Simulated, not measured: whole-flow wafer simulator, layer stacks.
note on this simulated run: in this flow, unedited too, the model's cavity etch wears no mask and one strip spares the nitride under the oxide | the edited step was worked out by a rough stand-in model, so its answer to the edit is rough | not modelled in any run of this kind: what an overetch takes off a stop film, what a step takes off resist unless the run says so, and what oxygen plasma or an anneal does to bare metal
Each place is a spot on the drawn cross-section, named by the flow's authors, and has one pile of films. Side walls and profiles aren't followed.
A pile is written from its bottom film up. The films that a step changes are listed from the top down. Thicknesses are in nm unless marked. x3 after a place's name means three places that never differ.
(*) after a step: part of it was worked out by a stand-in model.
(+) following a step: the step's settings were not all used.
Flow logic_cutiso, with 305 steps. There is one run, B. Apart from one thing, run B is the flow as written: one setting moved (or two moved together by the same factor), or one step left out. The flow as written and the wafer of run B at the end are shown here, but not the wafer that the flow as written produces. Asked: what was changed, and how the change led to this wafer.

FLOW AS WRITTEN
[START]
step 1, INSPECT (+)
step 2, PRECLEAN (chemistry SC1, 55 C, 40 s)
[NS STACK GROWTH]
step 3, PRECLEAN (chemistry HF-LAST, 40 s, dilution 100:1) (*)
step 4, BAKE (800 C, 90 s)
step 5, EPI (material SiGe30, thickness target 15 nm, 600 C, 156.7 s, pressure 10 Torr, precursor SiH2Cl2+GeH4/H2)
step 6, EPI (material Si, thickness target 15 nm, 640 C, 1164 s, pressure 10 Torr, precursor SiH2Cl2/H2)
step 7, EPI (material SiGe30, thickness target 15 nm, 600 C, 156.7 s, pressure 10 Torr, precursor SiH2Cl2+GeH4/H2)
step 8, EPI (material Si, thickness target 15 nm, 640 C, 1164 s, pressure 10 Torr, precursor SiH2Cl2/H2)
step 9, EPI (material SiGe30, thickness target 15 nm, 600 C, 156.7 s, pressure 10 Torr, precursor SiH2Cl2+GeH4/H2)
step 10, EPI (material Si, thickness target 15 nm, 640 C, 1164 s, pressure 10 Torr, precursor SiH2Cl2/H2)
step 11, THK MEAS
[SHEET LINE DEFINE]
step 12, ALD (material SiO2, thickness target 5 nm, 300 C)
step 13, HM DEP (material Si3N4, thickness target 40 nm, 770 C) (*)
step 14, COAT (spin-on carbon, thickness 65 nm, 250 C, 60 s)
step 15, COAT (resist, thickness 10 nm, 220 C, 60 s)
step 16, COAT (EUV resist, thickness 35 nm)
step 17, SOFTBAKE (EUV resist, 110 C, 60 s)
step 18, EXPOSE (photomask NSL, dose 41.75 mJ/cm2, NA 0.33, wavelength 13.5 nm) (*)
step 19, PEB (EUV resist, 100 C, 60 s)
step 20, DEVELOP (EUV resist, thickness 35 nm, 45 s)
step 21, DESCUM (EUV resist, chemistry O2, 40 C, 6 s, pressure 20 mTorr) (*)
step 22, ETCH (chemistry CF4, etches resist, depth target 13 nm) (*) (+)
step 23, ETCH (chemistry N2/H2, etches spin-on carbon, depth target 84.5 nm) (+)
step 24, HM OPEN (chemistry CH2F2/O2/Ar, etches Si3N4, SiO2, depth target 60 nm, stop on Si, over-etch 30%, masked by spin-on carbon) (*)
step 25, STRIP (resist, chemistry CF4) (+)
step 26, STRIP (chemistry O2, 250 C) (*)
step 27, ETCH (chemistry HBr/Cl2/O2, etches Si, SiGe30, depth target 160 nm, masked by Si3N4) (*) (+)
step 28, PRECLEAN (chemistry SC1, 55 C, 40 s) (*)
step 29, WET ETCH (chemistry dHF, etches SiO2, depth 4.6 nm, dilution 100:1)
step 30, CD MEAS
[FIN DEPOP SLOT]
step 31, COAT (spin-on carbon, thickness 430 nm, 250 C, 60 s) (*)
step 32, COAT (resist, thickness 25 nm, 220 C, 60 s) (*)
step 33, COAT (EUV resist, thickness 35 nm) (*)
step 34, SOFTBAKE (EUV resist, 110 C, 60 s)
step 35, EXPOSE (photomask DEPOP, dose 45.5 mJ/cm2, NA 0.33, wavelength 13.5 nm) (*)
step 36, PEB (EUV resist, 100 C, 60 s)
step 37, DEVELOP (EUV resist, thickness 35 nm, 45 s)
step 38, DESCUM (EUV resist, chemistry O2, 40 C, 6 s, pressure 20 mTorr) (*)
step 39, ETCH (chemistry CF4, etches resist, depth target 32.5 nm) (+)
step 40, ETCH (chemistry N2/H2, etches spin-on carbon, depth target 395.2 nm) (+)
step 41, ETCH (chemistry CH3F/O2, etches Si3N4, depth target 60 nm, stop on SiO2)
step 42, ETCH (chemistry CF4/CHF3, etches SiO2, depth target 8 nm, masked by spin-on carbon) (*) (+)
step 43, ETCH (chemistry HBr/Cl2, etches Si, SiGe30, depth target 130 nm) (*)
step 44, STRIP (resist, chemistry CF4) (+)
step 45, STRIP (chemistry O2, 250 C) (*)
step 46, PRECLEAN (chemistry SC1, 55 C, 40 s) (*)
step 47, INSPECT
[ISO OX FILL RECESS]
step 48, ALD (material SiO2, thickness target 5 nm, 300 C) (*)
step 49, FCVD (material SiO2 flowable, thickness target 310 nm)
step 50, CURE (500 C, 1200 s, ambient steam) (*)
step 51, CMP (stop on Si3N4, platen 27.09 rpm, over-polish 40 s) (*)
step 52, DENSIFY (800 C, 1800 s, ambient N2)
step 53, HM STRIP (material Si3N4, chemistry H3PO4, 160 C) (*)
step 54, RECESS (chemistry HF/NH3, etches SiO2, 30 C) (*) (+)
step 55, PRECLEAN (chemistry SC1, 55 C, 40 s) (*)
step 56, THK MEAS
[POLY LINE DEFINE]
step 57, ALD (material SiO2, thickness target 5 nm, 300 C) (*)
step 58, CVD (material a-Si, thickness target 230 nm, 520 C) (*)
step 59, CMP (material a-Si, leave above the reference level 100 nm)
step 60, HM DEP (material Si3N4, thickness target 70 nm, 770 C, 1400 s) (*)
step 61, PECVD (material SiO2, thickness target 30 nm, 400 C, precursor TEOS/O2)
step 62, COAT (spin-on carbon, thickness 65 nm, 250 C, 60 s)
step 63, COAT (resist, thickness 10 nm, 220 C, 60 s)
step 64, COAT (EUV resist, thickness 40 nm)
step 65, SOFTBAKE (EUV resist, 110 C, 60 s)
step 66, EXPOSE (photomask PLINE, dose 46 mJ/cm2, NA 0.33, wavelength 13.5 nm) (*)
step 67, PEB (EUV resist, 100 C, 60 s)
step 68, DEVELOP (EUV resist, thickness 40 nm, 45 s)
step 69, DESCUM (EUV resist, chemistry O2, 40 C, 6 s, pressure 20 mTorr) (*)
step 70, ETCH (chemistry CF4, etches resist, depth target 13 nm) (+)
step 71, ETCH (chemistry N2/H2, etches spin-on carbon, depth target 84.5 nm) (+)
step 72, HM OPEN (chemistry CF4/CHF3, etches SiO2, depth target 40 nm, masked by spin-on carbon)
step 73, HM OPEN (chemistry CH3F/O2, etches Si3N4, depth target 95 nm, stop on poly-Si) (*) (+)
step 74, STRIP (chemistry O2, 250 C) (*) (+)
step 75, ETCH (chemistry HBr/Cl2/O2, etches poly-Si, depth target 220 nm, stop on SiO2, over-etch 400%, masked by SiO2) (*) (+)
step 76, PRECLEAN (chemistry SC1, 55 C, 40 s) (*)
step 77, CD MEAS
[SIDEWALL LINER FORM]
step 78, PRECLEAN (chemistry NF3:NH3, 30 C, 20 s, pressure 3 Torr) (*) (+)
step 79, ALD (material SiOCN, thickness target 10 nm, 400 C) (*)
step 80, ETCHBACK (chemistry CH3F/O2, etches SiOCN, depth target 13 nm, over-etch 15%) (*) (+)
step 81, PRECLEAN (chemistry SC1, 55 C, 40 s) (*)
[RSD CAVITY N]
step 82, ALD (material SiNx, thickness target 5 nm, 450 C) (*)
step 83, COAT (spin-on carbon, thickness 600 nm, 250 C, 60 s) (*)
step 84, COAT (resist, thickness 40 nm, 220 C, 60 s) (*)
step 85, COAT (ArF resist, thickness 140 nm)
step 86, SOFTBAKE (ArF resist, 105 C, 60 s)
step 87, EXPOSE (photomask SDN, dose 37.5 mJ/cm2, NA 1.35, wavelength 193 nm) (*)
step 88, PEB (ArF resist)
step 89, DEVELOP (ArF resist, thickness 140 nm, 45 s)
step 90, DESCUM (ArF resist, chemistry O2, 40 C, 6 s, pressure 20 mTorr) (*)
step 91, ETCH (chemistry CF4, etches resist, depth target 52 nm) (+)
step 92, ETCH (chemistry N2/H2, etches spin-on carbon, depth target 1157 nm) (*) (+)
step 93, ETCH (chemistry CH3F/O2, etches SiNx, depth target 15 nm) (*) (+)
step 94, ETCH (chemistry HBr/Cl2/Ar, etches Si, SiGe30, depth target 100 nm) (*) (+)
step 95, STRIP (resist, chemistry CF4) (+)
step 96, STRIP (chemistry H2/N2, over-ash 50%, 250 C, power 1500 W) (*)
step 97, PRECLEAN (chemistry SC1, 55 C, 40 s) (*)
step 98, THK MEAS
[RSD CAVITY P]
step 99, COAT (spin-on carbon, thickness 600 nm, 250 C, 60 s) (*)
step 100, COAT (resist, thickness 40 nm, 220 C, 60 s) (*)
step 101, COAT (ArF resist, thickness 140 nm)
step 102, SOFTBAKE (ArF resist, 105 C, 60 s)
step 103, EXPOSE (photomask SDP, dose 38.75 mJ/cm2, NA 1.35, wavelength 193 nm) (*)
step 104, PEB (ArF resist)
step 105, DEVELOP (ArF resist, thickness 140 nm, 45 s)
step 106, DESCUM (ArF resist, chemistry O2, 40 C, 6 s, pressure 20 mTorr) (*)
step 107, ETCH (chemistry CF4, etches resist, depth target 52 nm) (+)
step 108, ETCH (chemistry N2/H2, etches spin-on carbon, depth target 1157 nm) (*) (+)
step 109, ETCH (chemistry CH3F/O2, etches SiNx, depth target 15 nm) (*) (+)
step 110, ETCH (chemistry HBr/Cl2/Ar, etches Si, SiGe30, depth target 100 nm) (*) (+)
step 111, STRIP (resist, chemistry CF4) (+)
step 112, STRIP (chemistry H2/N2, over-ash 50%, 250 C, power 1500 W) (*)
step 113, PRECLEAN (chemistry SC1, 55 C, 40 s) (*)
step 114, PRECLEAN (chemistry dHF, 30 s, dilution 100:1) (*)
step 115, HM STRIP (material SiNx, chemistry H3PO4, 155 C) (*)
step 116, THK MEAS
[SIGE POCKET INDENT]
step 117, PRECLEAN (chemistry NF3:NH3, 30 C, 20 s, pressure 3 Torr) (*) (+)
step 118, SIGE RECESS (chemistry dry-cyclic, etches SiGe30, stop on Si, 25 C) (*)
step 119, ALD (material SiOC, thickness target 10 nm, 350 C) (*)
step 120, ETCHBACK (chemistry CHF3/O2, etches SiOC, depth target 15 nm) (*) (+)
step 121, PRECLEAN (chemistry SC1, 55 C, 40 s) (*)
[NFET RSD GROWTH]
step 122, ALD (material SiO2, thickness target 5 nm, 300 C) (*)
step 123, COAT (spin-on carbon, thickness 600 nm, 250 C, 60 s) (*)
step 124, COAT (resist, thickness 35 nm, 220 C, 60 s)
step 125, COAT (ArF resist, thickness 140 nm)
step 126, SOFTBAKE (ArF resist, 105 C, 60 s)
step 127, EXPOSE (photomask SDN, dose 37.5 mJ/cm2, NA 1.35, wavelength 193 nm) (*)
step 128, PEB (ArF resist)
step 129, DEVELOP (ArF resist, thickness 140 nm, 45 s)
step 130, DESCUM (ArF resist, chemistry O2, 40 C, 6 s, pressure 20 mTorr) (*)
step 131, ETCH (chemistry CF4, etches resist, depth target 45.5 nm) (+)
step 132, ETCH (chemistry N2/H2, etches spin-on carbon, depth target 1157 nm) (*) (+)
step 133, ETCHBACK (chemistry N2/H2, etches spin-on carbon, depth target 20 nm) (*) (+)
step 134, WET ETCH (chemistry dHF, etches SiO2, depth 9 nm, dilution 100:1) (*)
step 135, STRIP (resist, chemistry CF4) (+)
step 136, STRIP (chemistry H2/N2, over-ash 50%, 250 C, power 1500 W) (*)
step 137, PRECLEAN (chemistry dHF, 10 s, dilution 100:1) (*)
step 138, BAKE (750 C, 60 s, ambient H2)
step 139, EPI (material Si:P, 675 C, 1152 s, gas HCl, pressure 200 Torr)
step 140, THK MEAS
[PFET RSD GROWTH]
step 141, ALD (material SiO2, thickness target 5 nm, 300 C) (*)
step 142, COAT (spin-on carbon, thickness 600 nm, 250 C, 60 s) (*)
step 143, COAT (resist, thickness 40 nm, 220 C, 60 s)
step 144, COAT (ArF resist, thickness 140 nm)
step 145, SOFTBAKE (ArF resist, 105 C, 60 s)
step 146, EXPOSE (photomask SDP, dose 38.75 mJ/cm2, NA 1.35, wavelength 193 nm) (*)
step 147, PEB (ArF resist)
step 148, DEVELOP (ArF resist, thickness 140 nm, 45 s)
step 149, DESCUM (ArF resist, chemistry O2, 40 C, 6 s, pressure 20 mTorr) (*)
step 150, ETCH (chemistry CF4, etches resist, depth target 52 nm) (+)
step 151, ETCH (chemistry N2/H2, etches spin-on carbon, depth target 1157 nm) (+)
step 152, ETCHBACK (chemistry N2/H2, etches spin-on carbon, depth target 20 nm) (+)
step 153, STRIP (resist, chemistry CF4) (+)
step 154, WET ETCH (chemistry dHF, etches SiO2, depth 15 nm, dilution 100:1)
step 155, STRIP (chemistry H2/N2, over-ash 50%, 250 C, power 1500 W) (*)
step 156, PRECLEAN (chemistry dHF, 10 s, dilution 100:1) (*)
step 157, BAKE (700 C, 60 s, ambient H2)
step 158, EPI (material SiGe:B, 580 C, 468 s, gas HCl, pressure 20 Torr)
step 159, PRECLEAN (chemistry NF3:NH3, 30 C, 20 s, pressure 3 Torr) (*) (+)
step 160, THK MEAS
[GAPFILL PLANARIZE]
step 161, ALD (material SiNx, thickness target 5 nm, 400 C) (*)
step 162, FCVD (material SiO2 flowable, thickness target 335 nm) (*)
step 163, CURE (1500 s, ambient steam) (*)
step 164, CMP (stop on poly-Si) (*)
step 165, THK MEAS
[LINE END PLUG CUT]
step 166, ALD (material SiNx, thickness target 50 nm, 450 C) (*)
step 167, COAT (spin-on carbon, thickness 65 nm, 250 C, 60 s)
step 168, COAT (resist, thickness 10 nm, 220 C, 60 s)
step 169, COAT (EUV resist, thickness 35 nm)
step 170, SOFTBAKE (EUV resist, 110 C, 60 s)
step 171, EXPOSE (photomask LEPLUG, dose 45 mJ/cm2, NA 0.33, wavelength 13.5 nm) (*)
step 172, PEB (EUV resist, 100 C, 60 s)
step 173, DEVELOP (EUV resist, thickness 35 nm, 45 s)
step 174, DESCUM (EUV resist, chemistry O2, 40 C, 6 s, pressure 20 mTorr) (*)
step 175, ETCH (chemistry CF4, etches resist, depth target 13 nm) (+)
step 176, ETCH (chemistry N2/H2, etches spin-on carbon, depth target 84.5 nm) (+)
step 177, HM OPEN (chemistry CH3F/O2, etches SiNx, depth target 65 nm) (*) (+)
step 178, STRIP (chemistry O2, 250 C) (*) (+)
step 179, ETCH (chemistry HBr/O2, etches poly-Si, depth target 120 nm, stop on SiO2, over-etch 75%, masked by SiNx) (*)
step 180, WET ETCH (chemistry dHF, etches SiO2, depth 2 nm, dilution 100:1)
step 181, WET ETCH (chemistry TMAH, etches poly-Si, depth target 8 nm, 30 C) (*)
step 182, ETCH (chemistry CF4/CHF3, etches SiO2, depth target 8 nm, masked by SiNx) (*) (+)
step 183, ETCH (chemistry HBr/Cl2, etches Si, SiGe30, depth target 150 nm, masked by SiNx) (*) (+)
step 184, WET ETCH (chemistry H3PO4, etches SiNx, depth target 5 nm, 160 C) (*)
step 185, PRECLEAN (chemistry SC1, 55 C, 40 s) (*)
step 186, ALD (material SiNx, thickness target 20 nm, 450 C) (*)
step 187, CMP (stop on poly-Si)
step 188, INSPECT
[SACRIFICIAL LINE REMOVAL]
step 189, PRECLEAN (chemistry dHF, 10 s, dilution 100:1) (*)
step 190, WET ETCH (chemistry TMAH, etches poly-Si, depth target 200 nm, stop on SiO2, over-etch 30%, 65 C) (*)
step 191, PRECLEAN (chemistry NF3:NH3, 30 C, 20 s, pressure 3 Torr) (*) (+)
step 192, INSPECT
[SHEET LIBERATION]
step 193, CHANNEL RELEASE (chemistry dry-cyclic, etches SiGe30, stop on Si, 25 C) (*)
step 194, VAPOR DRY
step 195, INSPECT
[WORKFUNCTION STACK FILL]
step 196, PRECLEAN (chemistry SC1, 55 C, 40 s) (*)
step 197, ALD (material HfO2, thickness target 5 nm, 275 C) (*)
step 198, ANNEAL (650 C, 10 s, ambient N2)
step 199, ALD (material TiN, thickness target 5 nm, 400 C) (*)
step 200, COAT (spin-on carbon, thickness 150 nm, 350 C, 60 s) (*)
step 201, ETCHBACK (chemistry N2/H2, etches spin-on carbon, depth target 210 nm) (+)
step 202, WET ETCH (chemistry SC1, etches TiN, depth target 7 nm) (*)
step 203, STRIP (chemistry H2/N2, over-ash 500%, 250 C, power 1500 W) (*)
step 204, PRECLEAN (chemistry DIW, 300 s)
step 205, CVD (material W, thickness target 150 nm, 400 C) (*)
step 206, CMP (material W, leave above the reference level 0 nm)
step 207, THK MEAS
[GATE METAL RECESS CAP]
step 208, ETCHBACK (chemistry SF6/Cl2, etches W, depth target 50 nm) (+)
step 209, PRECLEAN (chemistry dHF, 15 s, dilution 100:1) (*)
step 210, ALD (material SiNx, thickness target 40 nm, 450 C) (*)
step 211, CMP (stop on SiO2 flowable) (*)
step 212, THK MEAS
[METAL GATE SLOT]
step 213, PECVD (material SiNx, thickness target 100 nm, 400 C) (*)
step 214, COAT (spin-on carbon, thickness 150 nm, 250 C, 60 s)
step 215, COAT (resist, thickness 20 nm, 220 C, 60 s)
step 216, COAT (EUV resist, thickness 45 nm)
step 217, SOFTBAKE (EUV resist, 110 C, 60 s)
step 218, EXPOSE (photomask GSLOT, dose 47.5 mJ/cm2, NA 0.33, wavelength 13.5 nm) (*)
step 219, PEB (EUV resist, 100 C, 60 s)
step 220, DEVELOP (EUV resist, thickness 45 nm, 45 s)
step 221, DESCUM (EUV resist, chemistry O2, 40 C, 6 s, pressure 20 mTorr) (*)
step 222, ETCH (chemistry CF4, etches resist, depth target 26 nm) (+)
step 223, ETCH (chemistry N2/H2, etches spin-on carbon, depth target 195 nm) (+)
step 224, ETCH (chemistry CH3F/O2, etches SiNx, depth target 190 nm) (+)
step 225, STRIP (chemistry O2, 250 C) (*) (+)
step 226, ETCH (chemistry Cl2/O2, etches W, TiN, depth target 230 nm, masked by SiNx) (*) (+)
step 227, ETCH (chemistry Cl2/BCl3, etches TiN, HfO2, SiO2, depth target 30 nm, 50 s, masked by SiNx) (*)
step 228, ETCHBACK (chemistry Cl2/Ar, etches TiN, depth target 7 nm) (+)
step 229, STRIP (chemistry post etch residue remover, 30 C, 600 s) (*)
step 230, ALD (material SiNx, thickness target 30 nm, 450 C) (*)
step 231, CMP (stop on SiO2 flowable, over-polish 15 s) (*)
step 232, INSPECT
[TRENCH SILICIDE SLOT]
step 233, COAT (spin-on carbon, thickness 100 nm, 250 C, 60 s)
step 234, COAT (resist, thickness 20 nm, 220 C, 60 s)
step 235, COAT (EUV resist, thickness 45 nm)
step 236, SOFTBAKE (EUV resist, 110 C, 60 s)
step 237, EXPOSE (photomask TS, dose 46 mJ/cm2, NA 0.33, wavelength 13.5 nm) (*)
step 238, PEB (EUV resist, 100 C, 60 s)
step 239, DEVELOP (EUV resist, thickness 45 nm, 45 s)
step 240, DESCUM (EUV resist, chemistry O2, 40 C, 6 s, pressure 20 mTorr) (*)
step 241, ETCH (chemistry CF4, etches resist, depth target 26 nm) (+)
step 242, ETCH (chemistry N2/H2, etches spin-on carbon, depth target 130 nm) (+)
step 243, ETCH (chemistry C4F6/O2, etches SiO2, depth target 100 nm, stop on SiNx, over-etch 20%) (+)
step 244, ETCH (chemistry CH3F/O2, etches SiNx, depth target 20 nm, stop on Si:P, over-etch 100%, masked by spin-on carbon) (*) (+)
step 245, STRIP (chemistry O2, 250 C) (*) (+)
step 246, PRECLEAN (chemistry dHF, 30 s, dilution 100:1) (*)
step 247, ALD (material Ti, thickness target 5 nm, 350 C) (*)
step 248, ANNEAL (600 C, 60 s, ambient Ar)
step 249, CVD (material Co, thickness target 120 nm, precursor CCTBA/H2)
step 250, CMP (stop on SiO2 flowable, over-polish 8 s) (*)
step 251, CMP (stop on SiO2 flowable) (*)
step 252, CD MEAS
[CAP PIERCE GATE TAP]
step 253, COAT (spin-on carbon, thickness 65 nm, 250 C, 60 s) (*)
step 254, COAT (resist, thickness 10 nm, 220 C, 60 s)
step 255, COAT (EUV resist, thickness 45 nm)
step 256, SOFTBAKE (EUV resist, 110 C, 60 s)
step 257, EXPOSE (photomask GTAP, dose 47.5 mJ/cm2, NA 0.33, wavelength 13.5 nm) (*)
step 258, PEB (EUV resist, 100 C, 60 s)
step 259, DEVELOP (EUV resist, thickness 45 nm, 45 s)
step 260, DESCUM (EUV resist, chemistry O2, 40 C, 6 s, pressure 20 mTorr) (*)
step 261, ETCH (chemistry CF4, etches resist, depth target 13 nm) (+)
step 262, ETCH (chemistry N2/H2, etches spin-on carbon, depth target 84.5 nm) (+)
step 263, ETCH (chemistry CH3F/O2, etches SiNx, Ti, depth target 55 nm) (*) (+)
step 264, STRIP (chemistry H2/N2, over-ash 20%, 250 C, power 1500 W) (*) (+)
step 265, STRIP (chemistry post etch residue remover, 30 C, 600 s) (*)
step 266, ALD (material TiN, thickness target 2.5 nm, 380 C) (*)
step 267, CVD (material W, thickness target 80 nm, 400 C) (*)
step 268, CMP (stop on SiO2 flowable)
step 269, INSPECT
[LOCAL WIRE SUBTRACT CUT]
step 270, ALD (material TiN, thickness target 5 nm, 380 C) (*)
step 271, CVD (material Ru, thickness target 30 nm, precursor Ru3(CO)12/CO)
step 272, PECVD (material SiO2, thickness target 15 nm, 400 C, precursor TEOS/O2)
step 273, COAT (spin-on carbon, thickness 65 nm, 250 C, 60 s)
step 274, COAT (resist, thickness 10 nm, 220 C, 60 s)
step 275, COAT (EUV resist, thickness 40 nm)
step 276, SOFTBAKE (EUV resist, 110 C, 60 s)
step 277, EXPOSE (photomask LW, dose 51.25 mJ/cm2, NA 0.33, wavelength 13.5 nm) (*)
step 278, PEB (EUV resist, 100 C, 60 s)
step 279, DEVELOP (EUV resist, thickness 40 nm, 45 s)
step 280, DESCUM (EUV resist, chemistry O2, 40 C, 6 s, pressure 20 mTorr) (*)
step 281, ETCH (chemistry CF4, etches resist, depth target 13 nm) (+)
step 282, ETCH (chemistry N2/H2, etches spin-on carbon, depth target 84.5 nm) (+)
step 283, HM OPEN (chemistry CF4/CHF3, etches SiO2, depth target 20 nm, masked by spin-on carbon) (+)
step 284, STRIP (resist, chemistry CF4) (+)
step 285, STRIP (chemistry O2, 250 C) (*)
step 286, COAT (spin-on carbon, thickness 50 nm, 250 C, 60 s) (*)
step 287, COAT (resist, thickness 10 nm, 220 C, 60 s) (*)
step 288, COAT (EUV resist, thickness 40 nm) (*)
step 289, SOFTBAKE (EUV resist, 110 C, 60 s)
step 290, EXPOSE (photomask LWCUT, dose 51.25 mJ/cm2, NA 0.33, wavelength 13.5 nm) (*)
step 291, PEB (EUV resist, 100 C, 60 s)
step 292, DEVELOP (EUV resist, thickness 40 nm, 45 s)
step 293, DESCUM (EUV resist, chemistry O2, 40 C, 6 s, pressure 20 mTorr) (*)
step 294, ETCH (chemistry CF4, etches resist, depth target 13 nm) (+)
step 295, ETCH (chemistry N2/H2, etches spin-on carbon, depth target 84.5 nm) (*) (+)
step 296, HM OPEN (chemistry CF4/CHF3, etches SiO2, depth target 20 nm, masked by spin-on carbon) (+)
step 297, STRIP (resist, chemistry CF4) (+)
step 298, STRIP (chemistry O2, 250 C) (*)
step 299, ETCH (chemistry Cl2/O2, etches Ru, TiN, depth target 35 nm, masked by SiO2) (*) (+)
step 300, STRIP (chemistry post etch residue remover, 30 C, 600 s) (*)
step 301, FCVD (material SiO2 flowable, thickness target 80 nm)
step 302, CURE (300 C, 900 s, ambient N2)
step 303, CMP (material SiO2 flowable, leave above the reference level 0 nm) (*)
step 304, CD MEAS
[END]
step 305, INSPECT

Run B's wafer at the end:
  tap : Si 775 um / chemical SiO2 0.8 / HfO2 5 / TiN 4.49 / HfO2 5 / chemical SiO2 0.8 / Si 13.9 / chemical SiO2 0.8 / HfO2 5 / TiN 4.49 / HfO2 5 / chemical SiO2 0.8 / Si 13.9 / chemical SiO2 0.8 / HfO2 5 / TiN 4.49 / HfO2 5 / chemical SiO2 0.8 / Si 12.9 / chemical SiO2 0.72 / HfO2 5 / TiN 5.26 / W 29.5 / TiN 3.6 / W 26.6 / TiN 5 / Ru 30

The reason: step 266, ALD: thickness target 3.6 nm was run, whereas the flow has thickness target 2.5 nm.
The wafer lets one read it off: tap has TiN 3.6, and step 266 as written asks for 2.5 nm.

Step by step, how the change led to this:
  step 266, ALD (material TiN, thickness target 2.5 nm, 380 C) (*)
      depop, dpovl, gfld and 19 more: +3.6 TiN (new film) (as written it would have been: +2.5 TiN (new film))
  step 268, CMP (stop on SiO2 flowable)
      depop, dpovl, gfld and 9 more: -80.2 W (all of it), -3.6 TiN (all of it), -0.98 SiNx (as written it would have been: -80.2 W (all of it), -2.5 TiN (all of it), -0.98 SiNx)
      lnr, lnri, lnrp, lnrt: -80 W (all of it), -3.6 TiN (all of it), -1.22 SiOCN (as written it would have been: -80 W (all of it), -2.5 TiN (all of it), -1.22 SiOCN)
      (and at 5 other places as well)
